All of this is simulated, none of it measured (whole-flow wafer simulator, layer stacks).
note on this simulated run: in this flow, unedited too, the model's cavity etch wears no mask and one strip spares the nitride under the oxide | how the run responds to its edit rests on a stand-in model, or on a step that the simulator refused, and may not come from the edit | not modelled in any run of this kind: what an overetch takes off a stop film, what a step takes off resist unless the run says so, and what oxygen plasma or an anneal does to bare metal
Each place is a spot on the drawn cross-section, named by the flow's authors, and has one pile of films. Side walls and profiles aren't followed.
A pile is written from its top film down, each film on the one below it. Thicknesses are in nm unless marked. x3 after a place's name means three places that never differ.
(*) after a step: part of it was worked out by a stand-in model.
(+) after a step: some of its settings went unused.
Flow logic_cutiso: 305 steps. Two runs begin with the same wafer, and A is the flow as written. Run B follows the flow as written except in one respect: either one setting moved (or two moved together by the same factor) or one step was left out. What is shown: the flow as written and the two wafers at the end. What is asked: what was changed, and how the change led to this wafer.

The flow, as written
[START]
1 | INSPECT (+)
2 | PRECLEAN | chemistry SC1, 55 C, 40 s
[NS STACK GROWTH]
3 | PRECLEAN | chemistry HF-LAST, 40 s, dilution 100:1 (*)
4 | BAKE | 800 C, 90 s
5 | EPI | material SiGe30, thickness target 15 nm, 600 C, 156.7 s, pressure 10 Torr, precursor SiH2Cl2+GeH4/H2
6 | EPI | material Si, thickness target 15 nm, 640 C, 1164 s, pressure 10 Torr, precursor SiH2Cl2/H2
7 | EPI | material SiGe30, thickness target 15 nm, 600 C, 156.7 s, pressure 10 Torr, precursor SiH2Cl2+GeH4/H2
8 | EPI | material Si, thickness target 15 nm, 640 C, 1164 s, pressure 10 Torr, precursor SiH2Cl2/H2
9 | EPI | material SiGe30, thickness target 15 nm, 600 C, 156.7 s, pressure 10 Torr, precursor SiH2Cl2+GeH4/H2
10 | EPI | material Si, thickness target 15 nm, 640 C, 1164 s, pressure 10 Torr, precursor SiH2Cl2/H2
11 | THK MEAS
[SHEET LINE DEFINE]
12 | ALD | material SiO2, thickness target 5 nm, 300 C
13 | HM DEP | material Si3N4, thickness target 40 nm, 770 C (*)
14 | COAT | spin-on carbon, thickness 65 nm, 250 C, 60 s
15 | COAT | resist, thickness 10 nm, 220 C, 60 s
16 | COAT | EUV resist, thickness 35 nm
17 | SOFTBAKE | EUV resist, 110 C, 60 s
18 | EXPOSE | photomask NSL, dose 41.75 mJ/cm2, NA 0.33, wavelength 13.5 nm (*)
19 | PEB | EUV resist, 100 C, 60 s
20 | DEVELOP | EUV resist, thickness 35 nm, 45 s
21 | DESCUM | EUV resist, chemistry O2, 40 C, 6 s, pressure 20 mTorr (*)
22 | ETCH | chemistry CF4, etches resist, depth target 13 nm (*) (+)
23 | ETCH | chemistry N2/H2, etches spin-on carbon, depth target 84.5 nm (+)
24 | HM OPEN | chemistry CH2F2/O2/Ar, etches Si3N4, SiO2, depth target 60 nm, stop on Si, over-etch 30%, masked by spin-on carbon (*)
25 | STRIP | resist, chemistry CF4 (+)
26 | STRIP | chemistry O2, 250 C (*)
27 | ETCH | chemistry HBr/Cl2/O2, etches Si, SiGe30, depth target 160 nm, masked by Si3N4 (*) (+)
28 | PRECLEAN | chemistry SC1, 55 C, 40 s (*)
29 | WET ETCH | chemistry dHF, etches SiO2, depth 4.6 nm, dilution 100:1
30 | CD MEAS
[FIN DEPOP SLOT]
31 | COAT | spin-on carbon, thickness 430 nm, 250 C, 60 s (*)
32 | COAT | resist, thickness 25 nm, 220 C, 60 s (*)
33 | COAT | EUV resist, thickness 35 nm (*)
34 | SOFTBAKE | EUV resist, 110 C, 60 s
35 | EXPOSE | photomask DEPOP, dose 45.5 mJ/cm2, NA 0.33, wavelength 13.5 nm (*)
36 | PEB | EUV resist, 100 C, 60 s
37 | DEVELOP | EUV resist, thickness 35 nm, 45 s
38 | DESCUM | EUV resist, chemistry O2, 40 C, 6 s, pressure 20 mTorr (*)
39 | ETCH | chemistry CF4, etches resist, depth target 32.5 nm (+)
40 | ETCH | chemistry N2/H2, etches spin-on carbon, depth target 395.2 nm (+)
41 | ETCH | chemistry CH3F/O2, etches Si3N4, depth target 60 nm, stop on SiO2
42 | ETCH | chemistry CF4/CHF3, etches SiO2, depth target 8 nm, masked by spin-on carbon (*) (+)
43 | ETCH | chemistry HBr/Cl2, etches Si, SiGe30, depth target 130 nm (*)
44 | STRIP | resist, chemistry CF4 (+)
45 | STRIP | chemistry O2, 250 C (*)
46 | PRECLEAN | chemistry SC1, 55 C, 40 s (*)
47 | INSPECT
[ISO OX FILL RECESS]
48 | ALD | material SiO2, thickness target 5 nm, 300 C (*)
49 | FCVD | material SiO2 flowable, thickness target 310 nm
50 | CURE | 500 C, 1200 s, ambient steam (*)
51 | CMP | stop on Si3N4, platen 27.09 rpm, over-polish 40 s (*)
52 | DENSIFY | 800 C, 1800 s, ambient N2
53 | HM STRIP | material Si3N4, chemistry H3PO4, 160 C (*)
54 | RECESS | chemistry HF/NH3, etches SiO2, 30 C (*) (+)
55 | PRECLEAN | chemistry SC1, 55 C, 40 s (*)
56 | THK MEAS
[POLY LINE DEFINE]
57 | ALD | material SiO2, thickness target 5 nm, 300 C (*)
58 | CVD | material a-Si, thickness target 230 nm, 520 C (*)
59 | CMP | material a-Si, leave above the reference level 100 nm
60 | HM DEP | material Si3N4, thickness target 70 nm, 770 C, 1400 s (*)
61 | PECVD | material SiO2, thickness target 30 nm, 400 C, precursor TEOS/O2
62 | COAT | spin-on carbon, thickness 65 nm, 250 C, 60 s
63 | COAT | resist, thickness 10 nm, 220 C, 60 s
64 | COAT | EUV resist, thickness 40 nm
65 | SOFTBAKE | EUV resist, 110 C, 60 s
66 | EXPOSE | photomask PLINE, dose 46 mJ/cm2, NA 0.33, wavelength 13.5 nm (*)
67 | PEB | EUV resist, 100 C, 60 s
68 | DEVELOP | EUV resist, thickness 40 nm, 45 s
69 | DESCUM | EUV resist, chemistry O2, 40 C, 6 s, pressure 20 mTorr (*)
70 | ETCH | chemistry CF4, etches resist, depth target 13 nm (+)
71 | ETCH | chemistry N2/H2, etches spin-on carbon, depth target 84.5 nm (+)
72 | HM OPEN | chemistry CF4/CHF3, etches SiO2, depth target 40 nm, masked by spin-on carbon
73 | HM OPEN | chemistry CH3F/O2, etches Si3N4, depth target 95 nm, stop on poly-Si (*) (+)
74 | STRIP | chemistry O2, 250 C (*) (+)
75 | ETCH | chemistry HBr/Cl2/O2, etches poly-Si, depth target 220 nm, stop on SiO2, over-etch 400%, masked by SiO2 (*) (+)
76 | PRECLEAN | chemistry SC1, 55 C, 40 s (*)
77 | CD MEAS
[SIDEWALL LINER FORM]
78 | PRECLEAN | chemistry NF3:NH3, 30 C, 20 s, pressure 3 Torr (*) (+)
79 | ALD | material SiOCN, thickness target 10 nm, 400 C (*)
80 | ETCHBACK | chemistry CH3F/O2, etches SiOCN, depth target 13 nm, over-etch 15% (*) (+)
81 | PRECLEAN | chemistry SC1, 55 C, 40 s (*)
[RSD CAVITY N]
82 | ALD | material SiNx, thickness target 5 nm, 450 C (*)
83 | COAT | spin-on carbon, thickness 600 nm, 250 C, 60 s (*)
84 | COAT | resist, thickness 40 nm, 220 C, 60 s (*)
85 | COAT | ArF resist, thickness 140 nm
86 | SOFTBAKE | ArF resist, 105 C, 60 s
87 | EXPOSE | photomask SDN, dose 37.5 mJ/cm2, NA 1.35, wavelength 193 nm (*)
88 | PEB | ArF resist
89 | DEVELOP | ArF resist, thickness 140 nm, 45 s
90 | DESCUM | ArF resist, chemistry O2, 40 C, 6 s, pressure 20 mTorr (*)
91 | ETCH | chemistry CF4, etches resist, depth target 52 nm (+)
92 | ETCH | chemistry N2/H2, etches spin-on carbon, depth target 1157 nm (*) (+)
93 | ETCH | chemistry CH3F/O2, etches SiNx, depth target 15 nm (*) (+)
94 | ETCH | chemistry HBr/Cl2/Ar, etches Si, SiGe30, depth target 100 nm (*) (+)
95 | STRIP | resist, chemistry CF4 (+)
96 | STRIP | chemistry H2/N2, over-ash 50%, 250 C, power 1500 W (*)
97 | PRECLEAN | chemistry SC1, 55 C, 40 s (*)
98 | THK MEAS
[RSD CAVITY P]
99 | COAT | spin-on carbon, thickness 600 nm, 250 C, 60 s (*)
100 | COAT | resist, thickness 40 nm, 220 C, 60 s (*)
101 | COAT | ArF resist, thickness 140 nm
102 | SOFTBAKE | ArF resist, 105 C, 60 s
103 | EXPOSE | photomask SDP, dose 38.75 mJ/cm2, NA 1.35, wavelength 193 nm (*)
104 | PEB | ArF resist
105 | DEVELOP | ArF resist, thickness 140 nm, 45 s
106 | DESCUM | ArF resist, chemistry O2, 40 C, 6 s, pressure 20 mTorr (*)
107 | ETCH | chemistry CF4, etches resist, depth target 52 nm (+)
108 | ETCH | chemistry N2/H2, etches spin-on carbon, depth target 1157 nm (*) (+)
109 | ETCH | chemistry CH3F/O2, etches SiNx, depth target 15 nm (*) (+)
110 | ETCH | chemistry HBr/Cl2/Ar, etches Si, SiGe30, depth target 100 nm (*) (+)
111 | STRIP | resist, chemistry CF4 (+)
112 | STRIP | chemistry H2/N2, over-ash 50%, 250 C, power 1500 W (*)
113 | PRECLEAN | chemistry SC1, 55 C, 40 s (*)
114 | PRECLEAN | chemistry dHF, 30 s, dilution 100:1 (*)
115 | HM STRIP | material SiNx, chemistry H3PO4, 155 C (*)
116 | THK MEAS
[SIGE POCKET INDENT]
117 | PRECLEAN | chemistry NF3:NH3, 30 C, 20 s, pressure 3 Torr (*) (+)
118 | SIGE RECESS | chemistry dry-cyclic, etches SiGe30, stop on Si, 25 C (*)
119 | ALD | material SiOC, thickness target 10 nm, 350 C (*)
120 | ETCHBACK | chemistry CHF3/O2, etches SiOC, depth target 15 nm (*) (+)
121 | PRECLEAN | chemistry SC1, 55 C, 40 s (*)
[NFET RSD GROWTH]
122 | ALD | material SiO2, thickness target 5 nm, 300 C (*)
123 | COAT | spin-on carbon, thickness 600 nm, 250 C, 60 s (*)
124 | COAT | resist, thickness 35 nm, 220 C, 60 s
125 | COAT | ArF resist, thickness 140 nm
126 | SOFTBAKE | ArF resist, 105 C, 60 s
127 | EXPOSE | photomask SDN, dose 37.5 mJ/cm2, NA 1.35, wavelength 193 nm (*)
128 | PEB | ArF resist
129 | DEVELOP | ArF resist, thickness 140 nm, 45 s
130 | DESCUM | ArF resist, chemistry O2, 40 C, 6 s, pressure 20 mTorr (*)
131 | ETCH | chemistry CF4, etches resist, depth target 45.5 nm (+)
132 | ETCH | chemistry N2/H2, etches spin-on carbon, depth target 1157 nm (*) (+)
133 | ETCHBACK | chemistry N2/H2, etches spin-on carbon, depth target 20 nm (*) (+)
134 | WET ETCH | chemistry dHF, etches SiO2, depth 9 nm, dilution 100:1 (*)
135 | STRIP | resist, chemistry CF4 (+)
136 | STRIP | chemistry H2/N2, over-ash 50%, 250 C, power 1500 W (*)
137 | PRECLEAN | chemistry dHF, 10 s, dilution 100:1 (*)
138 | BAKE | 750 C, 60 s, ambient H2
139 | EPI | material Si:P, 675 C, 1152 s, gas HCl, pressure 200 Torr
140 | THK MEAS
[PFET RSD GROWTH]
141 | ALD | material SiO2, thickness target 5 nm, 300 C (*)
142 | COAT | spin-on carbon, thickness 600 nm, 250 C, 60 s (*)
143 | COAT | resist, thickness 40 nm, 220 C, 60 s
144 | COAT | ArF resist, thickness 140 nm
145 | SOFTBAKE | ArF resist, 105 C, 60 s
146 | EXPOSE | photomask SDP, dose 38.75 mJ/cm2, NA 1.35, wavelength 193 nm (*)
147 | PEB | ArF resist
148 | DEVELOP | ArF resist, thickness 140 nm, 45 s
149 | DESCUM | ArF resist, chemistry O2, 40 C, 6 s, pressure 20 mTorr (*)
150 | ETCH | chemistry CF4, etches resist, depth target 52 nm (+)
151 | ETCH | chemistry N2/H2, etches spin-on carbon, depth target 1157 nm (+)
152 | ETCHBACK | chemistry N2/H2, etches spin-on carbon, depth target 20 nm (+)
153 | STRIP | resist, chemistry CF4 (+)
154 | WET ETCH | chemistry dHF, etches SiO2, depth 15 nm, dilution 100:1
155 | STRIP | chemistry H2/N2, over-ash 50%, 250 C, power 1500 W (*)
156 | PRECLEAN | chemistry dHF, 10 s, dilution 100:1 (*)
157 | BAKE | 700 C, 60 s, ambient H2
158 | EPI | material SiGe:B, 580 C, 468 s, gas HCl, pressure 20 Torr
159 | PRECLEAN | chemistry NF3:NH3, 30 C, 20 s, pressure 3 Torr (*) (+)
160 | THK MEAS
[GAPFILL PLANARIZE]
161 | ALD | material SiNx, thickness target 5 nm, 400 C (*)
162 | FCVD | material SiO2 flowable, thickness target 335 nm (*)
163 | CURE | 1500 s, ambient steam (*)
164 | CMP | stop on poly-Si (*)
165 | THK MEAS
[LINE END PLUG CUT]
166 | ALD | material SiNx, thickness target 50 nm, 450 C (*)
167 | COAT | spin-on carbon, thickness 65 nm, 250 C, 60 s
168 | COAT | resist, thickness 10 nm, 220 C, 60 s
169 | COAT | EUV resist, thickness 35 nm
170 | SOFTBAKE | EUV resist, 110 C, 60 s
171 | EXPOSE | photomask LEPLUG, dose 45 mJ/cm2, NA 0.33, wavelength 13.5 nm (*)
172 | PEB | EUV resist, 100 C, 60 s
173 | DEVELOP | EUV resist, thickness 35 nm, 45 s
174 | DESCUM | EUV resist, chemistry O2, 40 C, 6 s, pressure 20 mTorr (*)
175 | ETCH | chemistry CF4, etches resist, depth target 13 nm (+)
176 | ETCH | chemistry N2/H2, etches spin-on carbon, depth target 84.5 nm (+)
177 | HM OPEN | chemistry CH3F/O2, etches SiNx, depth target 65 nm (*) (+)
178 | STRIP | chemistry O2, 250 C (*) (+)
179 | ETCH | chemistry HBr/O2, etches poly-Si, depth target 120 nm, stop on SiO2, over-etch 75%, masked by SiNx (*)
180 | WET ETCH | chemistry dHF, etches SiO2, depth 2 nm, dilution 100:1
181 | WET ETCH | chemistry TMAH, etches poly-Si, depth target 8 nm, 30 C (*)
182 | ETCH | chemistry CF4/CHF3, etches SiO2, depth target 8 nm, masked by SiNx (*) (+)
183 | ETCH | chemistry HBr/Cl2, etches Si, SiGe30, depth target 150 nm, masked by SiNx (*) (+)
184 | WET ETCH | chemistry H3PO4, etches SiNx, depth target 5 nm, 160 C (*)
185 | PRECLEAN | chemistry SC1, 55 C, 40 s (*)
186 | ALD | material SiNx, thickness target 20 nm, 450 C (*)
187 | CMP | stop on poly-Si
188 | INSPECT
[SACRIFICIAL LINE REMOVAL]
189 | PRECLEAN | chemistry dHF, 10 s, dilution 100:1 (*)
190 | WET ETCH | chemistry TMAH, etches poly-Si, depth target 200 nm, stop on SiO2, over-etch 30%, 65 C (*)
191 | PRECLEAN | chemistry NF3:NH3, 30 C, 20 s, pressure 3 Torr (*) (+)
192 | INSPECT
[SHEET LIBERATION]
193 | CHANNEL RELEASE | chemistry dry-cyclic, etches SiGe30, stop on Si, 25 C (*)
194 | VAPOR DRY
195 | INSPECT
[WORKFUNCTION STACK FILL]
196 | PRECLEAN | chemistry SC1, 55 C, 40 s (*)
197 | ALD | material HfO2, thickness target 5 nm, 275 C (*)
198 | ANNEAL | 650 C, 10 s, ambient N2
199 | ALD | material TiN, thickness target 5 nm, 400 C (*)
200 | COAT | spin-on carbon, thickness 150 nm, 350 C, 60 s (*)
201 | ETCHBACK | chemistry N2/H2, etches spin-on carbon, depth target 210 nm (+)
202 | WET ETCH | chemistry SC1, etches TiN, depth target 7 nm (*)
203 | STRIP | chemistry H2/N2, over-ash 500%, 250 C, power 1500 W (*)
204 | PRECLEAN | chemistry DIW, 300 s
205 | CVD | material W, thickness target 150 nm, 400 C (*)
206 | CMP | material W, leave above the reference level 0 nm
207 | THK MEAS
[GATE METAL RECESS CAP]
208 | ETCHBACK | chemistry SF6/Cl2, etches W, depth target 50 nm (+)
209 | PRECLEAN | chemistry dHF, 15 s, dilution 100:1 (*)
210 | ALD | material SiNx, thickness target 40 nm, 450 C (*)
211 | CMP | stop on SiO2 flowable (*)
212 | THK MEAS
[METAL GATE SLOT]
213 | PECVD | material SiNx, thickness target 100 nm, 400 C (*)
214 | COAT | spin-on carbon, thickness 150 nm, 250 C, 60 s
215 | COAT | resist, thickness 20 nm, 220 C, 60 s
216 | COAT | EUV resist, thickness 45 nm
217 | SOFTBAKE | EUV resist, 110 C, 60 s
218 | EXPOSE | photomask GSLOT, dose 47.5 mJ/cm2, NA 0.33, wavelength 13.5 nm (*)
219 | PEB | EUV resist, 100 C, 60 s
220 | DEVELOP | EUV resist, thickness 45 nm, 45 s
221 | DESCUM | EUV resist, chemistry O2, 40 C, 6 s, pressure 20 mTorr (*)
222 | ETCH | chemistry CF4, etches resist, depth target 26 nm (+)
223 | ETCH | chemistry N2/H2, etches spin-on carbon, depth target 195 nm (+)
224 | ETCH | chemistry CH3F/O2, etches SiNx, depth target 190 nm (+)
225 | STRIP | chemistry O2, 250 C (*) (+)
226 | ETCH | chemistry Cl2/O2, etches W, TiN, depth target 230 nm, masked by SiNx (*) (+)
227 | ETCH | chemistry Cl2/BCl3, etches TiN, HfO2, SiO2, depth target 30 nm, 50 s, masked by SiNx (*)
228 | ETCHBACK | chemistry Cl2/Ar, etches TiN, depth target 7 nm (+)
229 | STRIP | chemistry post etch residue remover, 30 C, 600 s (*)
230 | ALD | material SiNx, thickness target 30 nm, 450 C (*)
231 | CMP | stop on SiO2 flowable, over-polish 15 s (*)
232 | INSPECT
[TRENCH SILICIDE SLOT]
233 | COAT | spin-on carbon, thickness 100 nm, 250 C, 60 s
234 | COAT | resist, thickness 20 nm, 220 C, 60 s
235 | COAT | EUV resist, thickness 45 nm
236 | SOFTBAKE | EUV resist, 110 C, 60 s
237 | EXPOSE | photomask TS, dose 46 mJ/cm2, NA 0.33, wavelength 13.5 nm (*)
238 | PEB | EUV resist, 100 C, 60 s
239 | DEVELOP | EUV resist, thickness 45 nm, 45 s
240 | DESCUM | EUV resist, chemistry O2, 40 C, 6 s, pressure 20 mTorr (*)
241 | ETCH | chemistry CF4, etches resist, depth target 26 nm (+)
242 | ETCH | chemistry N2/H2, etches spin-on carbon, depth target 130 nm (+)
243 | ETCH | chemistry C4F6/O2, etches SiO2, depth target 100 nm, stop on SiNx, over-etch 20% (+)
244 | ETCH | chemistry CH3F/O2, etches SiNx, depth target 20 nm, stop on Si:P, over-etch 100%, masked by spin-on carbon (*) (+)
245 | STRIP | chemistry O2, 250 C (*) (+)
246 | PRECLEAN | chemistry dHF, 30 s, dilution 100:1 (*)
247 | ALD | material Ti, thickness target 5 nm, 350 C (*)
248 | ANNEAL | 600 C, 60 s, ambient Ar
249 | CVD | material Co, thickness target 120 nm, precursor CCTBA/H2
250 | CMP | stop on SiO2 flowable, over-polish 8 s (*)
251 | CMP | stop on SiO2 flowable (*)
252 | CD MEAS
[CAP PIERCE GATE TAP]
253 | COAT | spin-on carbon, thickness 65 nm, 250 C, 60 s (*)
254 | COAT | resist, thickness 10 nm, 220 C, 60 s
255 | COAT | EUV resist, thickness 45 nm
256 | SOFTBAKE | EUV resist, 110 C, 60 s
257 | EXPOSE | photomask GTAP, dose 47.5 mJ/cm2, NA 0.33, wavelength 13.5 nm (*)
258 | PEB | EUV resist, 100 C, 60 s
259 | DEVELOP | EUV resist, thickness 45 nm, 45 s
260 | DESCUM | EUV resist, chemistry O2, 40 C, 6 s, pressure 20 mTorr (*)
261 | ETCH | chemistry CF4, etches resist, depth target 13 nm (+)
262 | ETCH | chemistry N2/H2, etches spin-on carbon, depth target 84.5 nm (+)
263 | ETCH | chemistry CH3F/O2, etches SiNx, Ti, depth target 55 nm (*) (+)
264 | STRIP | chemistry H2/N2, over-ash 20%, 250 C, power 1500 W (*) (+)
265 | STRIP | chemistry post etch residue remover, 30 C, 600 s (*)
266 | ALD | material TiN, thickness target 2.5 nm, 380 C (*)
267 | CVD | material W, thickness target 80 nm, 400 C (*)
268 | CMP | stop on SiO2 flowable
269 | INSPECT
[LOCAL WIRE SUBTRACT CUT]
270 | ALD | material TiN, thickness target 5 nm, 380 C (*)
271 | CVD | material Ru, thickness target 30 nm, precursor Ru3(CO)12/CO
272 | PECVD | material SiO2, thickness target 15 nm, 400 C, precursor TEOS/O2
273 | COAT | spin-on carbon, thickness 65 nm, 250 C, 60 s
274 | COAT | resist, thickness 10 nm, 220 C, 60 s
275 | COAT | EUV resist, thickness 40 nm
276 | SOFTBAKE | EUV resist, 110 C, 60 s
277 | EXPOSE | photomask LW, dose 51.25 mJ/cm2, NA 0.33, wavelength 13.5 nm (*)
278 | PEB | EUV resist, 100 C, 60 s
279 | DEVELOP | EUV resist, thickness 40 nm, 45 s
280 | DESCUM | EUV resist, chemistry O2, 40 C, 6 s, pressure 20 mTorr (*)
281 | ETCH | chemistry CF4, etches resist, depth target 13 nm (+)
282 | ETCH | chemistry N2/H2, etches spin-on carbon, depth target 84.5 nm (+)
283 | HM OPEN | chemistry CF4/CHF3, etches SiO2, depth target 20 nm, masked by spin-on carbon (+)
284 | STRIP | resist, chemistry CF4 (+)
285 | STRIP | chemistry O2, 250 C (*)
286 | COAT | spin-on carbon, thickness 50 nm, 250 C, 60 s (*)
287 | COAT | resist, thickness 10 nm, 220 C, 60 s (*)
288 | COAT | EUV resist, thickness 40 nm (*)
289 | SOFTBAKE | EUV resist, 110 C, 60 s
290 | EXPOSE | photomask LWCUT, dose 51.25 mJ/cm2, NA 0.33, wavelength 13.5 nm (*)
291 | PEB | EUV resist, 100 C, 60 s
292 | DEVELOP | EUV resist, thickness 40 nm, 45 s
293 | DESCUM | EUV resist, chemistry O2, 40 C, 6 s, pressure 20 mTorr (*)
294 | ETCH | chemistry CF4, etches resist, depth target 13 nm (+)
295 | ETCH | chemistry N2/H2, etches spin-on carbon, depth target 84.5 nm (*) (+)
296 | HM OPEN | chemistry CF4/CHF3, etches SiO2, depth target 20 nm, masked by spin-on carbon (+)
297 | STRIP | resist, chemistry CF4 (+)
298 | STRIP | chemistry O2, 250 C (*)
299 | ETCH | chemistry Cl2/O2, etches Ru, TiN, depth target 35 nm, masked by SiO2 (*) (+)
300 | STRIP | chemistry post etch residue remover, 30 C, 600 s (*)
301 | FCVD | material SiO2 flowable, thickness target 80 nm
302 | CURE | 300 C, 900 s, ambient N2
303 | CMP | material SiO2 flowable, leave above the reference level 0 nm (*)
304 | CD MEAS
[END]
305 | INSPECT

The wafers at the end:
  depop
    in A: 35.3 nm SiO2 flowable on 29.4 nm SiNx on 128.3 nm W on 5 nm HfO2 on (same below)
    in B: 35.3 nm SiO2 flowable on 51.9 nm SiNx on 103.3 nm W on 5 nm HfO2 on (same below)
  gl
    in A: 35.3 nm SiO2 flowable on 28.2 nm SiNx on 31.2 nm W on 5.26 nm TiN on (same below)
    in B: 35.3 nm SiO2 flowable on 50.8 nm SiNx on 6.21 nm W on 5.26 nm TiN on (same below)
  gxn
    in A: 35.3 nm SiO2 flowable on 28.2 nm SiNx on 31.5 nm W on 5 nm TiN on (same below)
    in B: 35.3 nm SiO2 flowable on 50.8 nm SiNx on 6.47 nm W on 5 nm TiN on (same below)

The reason: step 208, ETCHBACK: depth target 75 nm was run, while the flow as written has depth target 50 nm.

The path from the change to this, step by step:
  208 | ETCHBACK | chemistry SF6/Cl2, etches W, depth target 50 nm (+)
      depop, dpovl, gfld and 9 more: A W loses 50 | B W loses 75
      iso, rsdn, rsdp, rsdw, rsdx: A SiO2 flowable loses 5 | B SiO2 flowable loses 7.5
      (also at 5 further places)
  210 | ALD | material SiNx, thickness target 40 nm, 450 C (*)
      gfld, gl, glp, gxf, gxn, gxp, tap: A SiNx gains 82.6 (new film) | B SiNx gains 104 (new film)
      plug: A SiNx gains 42.5 | B SiNx gains 45.2
  211 | CMP | stop on SiO2 flowable (*)
      depop, dpovl, isow, ns, nsgap: A SiNx loses 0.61 | B nothing
      gfld, gl, glp, gxf, gxn, gxp, tap: A SiNx loses 43.2 | B SiNx loses 42.1
      (also at 5 further places)
  224 | ETCH | chemistry CH3F/O2, etches SiNx, depth target 190 nm (+)
      gfld: A SiNx loses 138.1 (all of it), W loses 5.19 | B SiNx loses 160.6 (all of it), W loses 2.94
  226 | ETCH | chemistry Cl2/O2, etches W, TiN, depth target 230 nm, masked by SiNx (*) (+)
      depop, dpovl, gl and 18 more: A SiNx loses 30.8 | B SiNx loses 25.1
      gfld: A W loses 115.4 (all of it), TiN loses 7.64 (all of it), HfO2 loses 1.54 | B W loses 92.7 (all of it), TiN loses 7.64 (all of it), HfO2 loses 1.25
  231 | CMP | stop on SiO2 flowable, over-polish 15 s (*)
      gfld, gl, glp, gxf, gxn, gxp, plug, tap: A SiNx loses 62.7 | B SiNx loses 68.4
      depop, dpovl, isow, ns, nsgap: A SiNx loses 62.7 | B SiNx loses 46.5
      (also at 9 further places)
  243 | ETCH | chemistry C4F6/O2, etches SiO2, depth target 100 nm, stop on SiNx, over-etch 20% (+)
      rsdn, rsdp, rsdw: A SiO2 flowable loses 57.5 (all of it) | B SiO2 flowable loses 55 (all of it)
  246 | PRECLEAN | chemistry dHF, 30 s, dilution 100:1 (*)
      depop, dpovl, isow, ns, nsgap: A SiNx loses 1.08 | B SiNx loses 0.52
  251 | CMP | stop on SiO2 flowable (*)
      rsdx: A Ti loses 5 (all of it) | B Ti loses 4.24
      gfld, gl, glp, gxf, gxn, gxp, plug, tap: A SiNx loses 5 | B SiNx loses 4.44
      (also at 8 further places)
  263 | ETCH | chemistry CH3F/O2, etches SiNx, Ti, depth target 55 nm (*) (+)
      glp, lnrp, lnrt, plug, rsdn, rsdp, rsdw: A resist loses 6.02 (all of it), spin-on carbon loses 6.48 | B resist loses 6.02 (all of it), spin-on carbon loses 11.9
      depop, dpovl, gl, isow, ns, nsgap: A resist loses 6.03 (all of it), spin-on carbon loses 6.46 | B resist loses 6.03 (all of it), spin-on carbon loses 11.8
      (also at 9 further places)
  264 | STRIP | chemistry H2/N2, over-ash 20%, 250 C, power 1500 W (*) (+)
      gfld, gl, gxf, gxn, gxp, lnr, lnri, lnrp: A spin-on carbon loses 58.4 (all of it) | B spin-on carbon loses 53.1 (all of it)
      glp, lnrt, plug, rsdn, rsdp, rsdw: A spin-on carbon loses 58.4 (all of it) | B spin-on carbon loses 53 (all of it)
      (also at 7 further places)
  265 | STRIP | chemistry post etch residue remover, 30 C, 600 s (*)
      rsdx: A nothing | B Ti loses 0.76 (all of it)
      iso: A Ti loses 0.66 (all of it) | B Ti loses 1.17 (all of it)
  267 | CVD | material W, thickness target 80 nm, 400 C (*)
      tap: A W gains 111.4 (new film) | B W gains 133.3 (new film)
  268 | CMP | stop on SiO2 flowable
      depop, dpovl, gfld and 9 more: A W loses 80.2 (all of it), TiN loses 2.5 (all of it), SiNx loses 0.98 | B W loses 80.2 (all of it), TiN loses 2.5 (all of it), SiNx loses 1.55
      lnr, lnri, lnrp, lnrt: A W loses 80 (all of it), TiN loses 2.5 (all of it), SiOCN loses 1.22 | B W loses 80 (all of it), TiN loses 2.5 (all of it), SiOCN loses 1.78
      (also at 3 further places)
